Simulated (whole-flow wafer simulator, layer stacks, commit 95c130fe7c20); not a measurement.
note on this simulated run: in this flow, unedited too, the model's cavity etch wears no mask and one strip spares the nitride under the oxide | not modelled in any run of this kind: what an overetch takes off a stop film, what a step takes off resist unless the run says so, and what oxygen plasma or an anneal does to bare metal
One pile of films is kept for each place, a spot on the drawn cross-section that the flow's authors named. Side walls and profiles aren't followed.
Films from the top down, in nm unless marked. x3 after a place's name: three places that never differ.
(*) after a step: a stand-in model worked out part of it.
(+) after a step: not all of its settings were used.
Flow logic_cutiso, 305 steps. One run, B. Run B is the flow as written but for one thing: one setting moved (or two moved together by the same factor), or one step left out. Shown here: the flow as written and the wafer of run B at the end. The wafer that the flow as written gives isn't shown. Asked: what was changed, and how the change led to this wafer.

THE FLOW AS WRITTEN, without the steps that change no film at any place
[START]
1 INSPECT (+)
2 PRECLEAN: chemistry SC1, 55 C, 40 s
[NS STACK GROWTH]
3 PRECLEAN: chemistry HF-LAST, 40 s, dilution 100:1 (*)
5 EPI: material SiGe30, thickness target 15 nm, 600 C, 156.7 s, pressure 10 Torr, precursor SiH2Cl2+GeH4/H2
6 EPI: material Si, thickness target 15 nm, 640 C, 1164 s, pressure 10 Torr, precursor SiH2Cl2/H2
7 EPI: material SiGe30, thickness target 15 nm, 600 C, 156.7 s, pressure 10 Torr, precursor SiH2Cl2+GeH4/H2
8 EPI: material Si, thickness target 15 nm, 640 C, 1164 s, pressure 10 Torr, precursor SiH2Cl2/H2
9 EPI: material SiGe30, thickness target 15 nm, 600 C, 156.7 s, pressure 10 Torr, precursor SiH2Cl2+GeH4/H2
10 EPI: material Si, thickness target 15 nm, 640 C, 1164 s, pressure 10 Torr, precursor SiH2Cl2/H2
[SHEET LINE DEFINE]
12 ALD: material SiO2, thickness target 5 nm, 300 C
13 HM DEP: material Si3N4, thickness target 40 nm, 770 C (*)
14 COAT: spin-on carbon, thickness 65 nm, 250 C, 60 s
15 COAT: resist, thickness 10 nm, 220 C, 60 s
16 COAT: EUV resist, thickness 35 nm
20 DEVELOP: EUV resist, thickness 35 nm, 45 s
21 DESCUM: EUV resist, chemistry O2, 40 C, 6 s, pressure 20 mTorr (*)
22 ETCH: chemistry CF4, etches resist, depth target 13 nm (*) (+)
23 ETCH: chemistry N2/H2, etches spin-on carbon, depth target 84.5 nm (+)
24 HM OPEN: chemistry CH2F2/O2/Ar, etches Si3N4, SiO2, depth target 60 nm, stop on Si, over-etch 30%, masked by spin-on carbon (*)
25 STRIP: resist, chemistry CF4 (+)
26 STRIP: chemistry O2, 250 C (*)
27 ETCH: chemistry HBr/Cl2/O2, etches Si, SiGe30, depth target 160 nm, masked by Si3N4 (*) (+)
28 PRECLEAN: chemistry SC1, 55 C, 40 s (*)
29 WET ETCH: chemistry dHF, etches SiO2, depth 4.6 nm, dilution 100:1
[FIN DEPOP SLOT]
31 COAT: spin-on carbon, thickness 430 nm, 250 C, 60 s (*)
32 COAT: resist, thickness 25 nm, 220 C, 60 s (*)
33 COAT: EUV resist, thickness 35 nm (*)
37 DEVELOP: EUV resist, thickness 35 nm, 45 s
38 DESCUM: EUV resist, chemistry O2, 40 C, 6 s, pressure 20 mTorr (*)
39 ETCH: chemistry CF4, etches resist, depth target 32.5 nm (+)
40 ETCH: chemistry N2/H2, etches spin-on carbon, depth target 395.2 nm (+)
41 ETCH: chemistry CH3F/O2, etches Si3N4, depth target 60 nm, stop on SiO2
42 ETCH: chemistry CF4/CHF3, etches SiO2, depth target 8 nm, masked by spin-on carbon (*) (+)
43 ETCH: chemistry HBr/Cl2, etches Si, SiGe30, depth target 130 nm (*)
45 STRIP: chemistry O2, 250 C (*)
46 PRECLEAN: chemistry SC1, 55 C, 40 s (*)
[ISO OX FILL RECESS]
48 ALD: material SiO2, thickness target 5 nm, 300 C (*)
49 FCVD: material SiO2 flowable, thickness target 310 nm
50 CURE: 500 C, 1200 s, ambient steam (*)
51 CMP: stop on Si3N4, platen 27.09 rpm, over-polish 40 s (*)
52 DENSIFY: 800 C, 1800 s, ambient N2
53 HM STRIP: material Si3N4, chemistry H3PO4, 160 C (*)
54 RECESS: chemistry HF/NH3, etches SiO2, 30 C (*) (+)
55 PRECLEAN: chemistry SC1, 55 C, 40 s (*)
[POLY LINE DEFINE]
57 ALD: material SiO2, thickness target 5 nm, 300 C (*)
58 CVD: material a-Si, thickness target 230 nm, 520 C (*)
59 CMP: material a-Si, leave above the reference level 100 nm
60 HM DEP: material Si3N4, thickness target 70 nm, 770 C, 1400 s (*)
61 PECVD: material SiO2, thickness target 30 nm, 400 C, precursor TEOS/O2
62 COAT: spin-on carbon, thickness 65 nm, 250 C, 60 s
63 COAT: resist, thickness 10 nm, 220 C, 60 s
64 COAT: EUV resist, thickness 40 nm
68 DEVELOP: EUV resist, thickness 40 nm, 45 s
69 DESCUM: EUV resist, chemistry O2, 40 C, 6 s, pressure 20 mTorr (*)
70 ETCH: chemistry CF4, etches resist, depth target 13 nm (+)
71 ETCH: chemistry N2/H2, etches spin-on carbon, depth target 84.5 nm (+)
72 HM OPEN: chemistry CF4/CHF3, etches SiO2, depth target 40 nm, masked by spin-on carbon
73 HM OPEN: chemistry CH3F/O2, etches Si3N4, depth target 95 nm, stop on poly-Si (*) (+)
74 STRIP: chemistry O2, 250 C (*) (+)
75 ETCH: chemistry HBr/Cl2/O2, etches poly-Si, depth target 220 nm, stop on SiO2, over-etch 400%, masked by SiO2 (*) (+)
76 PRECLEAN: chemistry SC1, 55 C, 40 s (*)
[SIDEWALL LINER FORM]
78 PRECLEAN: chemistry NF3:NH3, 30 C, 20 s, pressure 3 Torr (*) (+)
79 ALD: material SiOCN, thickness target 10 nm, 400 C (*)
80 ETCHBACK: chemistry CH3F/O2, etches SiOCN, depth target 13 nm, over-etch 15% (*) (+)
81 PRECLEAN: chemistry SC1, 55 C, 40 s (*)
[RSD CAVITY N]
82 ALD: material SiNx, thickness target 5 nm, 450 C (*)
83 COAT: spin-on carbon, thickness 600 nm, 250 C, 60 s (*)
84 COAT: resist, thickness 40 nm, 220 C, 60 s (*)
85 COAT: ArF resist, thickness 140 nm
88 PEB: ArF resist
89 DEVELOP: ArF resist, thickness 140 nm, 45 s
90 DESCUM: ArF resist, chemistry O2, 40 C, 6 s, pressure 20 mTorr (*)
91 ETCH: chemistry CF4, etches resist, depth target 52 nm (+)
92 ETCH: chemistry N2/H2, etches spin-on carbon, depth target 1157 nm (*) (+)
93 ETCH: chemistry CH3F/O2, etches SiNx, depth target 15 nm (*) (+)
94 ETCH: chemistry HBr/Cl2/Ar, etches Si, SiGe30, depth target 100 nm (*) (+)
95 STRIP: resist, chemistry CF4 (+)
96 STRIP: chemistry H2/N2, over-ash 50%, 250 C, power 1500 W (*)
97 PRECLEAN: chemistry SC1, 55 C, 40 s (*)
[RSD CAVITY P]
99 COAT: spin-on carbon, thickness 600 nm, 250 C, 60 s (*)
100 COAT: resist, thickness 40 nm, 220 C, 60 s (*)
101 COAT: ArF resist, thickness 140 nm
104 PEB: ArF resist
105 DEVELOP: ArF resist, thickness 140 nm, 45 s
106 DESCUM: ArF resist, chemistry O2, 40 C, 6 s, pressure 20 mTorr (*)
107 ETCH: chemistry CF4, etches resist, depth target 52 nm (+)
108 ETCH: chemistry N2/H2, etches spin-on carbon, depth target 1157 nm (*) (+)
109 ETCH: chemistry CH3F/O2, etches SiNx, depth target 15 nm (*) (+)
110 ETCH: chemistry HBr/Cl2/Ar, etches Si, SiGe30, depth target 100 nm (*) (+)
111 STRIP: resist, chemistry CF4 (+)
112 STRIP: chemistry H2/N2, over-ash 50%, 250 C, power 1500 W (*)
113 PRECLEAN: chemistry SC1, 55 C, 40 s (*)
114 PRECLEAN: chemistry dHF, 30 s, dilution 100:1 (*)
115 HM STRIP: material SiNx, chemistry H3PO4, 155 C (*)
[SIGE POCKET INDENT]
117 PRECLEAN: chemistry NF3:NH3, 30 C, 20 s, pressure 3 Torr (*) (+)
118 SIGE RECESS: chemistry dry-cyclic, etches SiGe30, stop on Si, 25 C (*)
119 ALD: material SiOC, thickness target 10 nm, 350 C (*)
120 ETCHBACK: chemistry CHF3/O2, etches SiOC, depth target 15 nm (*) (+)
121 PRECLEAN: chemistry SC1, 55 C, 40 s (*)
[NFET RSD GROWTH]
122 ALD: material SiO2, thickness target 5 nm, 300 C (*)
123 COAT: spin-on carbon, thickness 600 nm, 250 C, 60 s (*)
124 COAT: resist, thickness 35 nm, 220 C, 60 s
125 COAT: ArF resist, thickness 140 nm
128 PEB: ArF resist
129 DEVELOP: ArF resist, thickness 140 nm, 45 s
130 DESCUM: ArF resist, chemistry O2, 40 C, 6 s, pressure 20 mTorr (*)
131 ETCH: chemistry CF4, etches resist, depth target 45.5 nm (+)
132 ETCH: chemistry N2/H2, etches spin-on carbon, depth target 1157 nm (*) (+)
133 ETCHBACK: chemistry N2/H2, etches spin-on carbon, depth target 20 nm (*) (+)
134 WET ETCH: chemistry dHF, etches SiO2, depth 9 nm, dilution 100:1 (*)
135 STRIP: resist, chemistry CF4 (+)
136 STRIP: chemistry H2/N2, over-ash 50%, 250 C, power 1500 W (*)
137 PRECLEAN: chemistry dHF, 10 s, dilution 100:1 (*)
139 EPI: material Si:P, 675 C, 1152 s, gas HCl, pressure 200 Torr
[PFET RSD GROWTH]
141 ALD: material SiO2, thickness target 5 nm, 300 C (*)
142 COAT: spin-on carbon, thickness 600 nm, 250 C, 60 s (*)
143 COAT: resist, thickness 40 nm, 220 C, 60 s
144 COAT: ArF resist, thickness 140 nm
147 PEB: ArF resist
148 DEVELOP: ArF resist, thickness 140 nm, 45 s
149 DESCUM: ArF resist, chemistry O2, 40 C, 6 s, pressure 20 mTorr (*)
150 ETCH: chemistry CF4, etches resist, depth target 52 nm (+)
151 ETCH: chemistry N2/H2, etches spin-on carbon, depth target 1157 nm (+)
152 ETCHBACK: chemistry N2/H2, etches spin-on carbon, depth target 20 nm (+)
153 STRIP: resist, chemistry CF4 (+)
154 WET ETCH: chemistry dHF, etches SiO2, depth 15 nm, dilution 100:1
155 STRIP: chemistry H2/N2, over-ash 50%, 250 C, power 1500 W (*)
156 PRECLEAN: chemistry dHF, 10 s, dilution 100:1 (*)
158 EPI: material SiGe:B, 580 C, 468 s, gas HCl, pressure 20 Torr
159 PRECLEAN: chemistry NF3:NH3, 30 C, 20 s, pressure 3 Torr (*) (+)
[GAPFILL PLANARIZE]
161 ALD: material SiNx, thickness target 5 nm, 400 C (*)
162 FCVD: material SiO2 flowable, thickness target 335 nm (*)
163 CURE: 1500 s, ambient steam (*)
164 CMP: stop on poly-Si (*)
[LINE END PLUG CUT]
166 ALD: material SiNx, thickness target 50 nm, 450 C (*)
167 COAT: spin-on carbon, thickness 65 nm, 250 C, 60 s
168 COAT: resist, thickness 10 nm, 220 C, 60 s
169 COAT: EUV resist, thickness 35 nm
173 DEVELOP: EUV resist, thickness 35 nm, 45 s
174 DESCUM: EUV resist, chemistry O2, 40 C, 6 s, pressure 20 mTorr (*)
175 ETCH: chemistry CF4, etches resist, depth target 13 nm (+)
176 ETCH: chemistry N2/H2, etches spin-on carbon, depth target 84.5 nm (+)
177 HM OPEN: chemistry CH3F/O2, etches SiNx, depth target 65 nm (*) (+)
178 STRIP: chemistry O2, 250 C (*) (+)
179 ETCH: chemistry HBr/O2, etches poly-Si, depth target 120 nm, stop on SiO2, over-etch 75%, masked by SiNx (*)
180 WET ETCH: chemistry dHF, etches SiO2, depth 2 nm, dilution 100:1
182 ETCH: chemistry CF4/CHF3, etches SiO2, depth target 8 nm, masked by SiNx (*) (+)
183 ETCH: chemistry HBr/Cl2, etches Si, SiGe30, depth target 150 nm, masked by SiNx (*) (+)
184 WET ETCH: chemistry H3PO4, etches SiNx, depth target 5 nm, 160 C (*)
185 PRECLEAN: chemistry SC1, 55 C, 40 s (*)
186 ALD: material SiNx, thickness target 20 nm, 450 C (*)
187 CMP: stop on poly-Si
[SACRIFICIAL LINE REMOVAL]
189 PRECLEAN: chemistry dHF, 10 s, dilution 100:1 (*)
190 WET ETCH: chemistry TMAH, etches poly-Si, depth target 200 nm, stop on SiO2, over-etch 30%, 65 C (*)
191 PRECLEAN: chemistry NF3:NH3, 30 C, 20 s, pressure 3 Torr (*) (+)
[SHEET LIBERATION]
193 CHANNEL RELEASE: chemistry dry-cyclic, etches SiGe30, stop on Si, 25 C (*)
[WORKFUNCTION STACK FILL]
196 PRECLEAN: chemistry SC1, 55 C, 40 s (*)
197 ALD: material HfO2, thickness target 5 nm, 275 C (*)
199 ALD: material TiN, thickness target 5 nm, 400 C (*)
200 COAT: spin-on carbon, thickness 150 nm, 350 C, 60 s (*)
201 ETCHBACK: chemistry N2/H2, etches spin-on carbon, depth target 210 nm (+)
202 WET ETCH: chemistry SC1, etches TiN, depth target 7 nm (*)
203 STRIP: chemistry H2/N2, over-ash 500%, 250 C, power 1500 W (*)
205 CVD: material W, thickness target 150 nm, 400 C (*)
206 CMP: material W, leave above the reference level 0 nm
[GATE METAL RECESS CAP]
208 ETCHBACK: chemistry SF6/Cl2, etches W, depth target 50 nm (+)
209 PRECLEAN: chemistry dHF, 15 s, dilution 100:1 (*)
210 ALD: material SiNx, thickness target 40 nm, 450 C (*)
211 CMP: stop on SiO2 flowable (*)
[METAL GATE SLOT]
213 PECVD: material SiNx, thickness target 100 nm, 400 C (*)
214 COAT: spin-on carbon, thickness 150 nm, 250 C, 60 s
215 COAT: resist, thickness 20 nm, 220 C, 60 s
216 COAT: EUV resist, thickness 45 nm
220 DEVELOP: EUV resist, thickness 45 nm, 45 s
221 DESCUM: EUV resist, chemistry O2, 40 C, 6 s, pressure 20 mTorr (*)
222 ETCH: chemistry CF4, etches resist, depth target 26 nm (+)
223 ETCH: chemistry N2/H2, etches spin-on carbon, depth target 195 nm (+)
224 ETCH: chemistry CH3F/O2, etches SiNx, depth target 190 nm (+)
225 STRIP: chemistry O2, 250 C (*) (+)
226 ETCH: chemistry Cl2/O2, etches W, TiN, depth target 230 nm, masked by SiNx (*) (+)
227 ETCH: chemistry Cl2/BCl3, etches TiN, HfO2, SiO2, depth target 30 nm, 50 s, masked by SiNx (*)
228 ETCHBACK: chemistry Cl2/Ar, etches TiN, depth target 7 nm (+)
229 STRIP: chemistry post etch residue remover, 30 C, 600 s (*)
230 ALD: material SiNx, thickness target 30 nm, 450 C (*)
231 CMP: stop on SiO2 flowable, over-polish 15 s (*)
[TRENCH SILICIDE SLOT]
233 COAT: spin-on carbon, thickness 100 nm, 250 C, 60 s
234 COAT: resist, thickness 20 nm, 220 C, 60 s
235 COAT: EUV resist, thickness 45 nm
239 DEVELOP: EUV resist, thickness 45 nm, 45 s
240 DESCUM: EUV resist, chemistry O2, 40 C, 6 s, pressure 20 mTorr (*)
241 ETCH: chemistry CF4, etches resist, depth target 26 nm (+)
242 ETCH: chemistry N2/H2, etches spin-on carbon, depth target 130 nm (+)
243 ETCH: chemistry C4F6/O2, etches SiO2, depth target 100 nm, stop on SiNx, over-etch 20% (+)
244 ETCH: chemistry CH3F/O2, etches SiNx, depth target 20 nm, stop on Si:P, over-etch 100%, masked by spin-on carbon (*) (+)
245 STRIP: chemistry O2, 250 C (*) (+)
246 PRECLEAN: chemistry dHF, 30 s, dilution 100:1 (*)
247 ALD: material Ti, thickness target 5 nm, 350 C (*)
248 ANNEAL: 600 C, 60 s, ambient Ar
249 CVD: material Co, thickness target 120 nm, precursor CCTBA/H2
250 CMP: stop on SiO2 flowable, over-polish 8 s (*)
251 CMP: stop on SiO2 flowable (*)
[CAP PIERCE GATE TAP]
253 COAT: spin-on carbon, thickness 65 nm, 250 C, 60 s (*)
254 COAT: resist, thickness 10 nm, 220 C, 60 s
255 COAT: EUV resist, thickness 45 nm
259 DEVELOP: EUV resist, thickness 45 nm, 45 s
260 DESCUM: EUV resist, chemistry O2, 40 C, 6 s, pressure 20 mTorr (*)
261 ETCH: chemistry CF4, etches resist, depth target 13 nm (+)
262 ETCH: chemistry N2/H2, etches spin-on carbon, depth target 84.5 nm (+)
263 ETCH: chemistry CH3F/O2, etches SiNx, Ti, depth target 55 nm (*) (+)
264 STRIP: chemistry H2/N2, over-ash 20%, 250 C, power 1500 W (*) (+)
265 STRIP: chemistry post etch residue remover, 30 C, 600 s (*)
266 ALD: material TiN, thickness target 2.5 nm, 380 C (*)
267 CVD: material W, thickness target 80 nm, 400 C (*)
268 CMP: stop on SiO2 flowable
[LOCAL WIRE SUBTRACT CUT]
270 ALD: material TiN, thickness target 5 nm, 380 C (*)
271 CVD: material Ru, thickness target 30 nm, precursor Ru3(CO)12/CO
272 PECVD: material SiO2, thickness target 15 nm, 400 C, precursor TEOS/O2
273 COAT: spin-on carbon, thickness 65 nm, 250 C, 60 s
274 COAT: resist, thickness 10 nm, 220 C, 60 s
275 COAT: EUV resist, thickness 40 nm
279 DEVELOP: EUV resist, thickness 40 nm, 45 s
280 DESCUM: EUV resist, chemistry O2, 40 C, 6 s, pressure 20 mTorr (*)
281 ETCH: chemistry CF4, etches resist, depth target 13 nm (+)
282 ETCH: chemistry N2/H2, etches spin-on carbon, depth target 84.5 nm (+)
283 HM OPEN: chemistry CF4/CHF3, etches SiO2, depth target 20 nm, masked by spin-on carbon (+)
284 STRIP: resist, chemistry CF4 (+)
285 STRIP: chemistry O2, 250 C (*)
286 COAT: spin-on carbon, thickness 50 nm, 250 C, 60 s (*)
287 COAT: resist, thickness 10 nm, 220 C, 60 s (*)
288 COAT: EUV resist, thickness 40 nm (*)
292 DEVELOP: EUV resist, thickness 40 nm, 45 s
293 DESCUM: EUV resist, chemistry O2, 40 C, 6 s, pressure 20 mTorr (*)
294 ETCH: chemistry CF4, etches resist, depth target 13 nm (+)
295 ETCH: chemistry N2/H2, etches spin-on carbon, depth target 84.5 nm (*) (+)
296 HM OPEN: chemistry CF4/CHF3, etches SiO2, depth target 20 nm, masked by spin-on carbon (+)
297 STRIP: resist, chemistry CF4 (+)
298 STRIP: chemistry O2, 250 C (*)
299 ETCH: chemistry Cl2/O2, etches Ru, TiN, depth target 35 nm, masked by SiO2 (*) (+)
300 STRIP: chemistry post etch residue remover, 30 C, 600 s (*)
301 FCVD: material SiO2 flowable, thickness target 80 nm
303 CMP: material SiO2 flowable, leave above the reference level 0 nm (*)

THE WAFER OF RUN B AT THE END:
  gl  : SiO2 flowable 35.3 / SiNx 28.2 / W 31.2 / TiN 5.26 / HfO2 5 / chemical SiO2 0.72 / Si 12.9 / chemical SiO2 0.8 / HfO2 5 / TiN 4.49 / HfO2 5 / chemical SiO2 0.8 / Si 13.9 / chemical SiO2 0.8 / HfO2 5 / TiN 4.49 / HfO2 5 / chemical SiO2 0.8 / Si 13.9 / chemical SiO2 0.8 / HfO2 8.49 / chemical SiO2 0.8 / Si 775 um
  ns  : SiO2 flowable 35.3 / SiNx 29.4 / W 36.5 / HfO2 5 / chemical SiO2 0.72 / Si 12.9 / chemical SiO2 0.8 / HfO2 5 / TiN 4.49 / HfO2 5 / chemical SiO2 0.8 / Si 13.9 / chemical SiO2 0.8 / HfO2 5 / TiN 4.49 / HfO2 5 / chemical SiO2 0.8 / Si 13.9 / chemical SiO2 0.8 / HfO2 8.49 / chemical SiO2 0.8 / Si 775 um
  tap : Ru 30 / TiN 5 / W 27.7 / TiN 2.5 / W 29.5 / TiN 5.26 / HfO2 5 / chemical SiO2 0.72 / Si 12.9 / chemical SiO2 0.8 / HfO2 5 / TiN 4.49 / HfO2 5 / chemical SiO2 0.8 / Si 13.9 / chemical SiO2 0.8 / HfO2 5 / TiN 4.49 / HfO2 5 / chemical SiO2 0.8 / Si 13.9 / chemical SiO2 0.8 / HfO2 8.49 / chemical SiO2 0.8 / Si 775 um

The cause: step 5, EPI: 94 s was run, where the flow has 156.7 s.

How the change led to this, step by step:
  5 EPI: material SiGe30, thickness target 15 nm, 600 C, 156.7 s, pressure 10 Torr, precursor SiH2Cl2+GeH4/H2
      depop, dpovl, gfld and 19 more: SiGe30 +9 (new film) (as written it would be: SiGe30 +15 (new film))
  27 ETCH: chemistry HBr/Cl2/O2, etches Si, SiGe30, depth target 160 nm, masked by Si3N4 (*) (+)
      gfld, gxf, iso, lnri: chemical SiO2 -0.79 (all of it), Si -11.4 (all of it), SiGe30 -15 (all of it), Si -15 (all of it), SiGe30 -15 (all of it), Si -15 (all of it), SiGe30 -9 (all of it), Si -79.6 (as written it would be: chemical SiO2 -0.79 (all of it), Si -11.4 (all of it), SiGe30 -15 (all of it), Si -15 (all of it), SiGe30 -15 (all of it), Si -15 (all of it), SiGe30 -15 (all of it), Si -73.6)
      dpovl, nsgap: chemical SiO2 -0.79 (all of it), Si -11.8 (all of it), SiGe30 -15 (all of it), Si -15 (all of it), SiGe30 -15 (all of it), Si -15 (all of it), SiGe30 -9 (all of it), Si -79.2 (as written it would be: chemical SiO2 -0.79 (all of it), Si -11.8 (all of it), SiGe30 -15 (all of it), Si -15 (all of it), SiGe30 -15 (all of it), Si -15 (all of it), SiGe30 -15 (all of it), Si -73.2)
      (and at 1 more place)
  43 ETCH: chemistry HBr/Cl2, etches Si, SiGe30, depth target 130 nm (*)
      depop: Si -14 (all of it), SiGe30 -15 (all of it), Si -15 (all of it), SiGe30 -15 (all of it), Si -15 (all of it), SiGe30 -9 (all of it), Si -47 (as written it would be: Si -14 (all of it), SiGe30 -15 (all of it), Si -15 (all of it), SiGe30 -15 (all of it), Si -15 (all of it), SiGe30 -15 (all of it), Si -41)
  94 ETCH: chemistry HBr/Cl2/Ar, etches Si, SiGe30, depth target 100 nm (*) (+)
      rsdn, rsdx: chemical SiO2 -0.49 (all of it), Si -12.8 (all of it), SiGe30 -15 (all of it), Si -15 (all of it), SiGe30 -15 (all of it), Si -15 (all of it), SiGe30 -9 (all of it), Si -18.2 (as written it would be: chemical SiO2 -0.49 (all of it), Si -12.8 (all of it), SiGe30 -15 (all of it), Si -15 (all of it), SiGe30 -15 (all of it), Si -15 (all of it), SiGe30 -15 (all of it), Si -12.2)
  110 ETCH: chemistry HBr/Cl2/Ar, etches Si, SiGe30, depth target 100 nm (*) (+)
      rsdp, rsdw: chemical SiO2 -0.49 (all of it), Si -12.8 (all of it), SiGe30 -15 (all of it), Si -15 (all of it), SiGe30 -15 (all of it), Si -15 (all of it), SiGe30 -9 (all of it), Si -18.2 (as written it would be: chemical SiO2 -0.49 (all of it), Si -12.8 (all of it), SiGe30 -15 (all of it), Si -15 (all of it), SiGe30 -15 (all of it), Si -15 (all of it), SiGe30 -15 (all of it), Si -12.2)
  118 SIGE RECESS: chemistry dry-cyclic, etches SiGe30, stop on Si, 25 C (*)
      lnr, lnrp, lnrt: SiOCN -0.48, Si -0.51, cavity +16 (new film), SiGe30 -15 (all of it), Si -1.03, cavity +16 (new film), SiGe30 -15 (all of it), Si -1.03, cavity +10 (new film), SiGe30 -9 (all of it), Si -0.51 (as written it would be: SiOCN -0.48, Si -0.51, cavity +16 (new film), SiGe30 -15 (all of it), Si -1.03, cavity +16 (new film), SiGe30 -15 (all of it), Si -1.03, cavity +16 (new film), SiGe30 -15 (all of it), Si -0.51)
  119 ALD: material SiOC, thickness target 10 nm, 350 C (*)
      lnr, lnrp, lnrt: SiOC +10 (new film), SiOC +16 (new film), cavity -16 (all of it), SiOC +16 (new film), cavity -16 (all of it), SiOC +10 (new film), cavity -10 (all of it) (as written it would be: SiOC +10 (new film), SiOC +16 (new film), cavity -16 (all of it), SiOC +16 (new film), cavity -16 (all of it), SiOC +16 (new film), cavity -16 (all of it))
  183 ETCH: chemistry HBr/Cl2, etches Si, SiGe30, depth target 150 nm, masked by SiNx (*) (+)
      plug: Si -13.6 (all of it), SiGe30 -15 (all of it), Si -15 (all of it), SiGe30 -15 (all of it), Si -15 (all of it), SiGe30 -9 (all of it), Si -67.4 (as written it would be: Si -13.6 (all of it), SiGe30 -15 (all of it), Si -15 (all of it), SiGe30 -15 (all of it), Si -15 (all of it), SiGe30 -15 (all of it), Si -61.4)
  193 CHANNEL RELEASE: chemistry dry-cyclic, etches SiGe30, stop on Si, 25 C (*)
      gl, glp, gxn, gxp, ns, tap: chemical SiO2 +0.8 (new film), Si -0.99, chemical SiO2 +0.8 (new film), cavity +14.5 (new film), chemical SiO2 +0.8 (new film), SiGe30 -15 (all of it), Si -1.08, chemical SiO2 +0.8 (new film), cavity +14.5 (new film), chemical SiO2 +0.8 (new film), SiGe30 -15 (all of it), Si -1.08, chemical SiO2 +0.8 (new film), cavity +8.49 (new film), chemical SiO2 +0.8 (new film), SiGe30 -9 (all of it), Si -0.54 (as written it would be: chemical SiO2 +0.8 (new film), Si -0.99, chemical SiO2 +0.8 (new film), cavity +14.5 (new film), chemical SiO2 +0.8 (new film), SiGe30 -15 (all of it), Si -1.08, chemical SiO2 +0.8 (new film), cavity +14.5 (new film), chemical SiO2 +0.8 (new film), SiGe30 -15 (all of it), Si -1.08, chemical SiO2 +0.8 (new film), cavity +14.5 (new film), chemical SiO2 +0.8 (new film), SiGe30 -15 (all of it), Si -0.54)
  197 ALD: material HfO2, thickness target 5 nm, 275 C (*)
      gl, glp, gxn, gxp, ns, tap: HfO2 +5 (new film), HfO2 +5 (new film), cavity -10, HfO2 +5 (new film), HfO2 +5 (new film), cavity -10, HfO2 +5 (new film), HfO2 +8.49 (new film), cavity -8.49 (all of it) (as written it would be: HfO2 +5 (new film), HfO2 +5 (new film), cavity -10, HfO2 +5 (new film), HfO2 +5 (new film), cavity -10, HfO2 +5 (new film), HfO2 +5 (new film), cavity -10, HfO2 +5 (new film))
  199 ALD: material TiN, thickness target 5 nm, 400 C (*)
      gl, glp, tap: TiN +5.26 (new film), TiN +4.49 (new film), cavity -4.49 (all of it), TiN +4.49 (new film), cavity -4.49 (all of it) (as written it would be: TiN +5.26 (new film), TiN +4.49 (new film), cavity -4.49 (all of it), TiN +4.49 (new film), cavity -4.49 (all of it), TiN +4.49 (new film), cavity -4.49 (all of it))
      gxn, gxp, ns: TiN +5 (new film), TiN +4.49 (new film), cavity -4.49 (all of it), TiN +4.49 (new film), cavity -4.49 (all of it) (as written it would be: TiN +5 (new film), TiN +4.49 (new film), cavity -4.49 (all of it), TiN +4.49 (new film), cavity -4.49 (all of it), TiN +4.49 (new film), cavity -4.49 (all of it))
Counting metal films that touch as one body, gl has 3 bodies (between them, from the top down: HfO2 5 / chemical SiO2 0.72 / Si 12.9 / chemical SiO2 0.8 / HfO2 5; HfO2 5 / chemical SiO2 0.8 / Si 13.9 / chemical SiO2 0.8 / HfO2 5); the flow as written gives 4 bodies (between them, from the top down: HfO2 5 / chemical SiO2 0.72 / Si 12.9 / chemical SiO2 0.8 / HfO2 5; HfO2 5 / chemical SiO2 0.8 / Si 13.9 / chemical SiO2 0.8 / HfO2 5; HfO2 5 / chemical SiO2 0.8 / Si 13.9 / chemical SiO2 0.8 / HfO2 5).
Counting metal films that touch as one body, ns has 3 bodies (between them, from the top down: HfO2 5 / chemical SiO2 0.72 / Si 12.9 / chemical SiO2 0.8 / HfO2 5; HfO2 5 / chemical SiO2 0.8 / Si 13.9 / chemical SiO2 0.8 / HfO2 5); the flow as written gives 4 bodies (between them, from the top down: HfO2 5 / chemical SiO2 0.72 / Si 12.9 / chemical SiO2 0.8 / HfO2 5; HfO2 5 / chemical SiO2 0.8 / Si 13.9 / chemical SiO2 0.8 / HfO2 5; HfO2 5 / chemical SiO2 0.8 / Si 13.9 / chemical SiO2 0.8 / HfO2 5).
Counting metal films that touch as one body, tap has 3 bodies (between them, from the top down: HfO2 5 / chemical SiO2 0.72 / Si 12.9 / chemical SiO2 0.8 / HfO2 5; HfO2 5 / chemical SiO2 0.8 / Si 13.9 / chemical SiO2 0.8 / HfO2 5); the flow as written gives 4 bodies (between them, from the top down: HfO2 5 / chemical SiO2 0.72 / Si 12.9 / chemical SiO2 0.8 / HfO2 5; HfO2 5 / chemical SiO2 0.8 / Si 13.9 / chemical SiO2 0.8 / HfO2 5; HfO2 5 / chemical SiO2 0.8 / Si 13.9 / chemical SiO2 0.8 / HfO2 5).
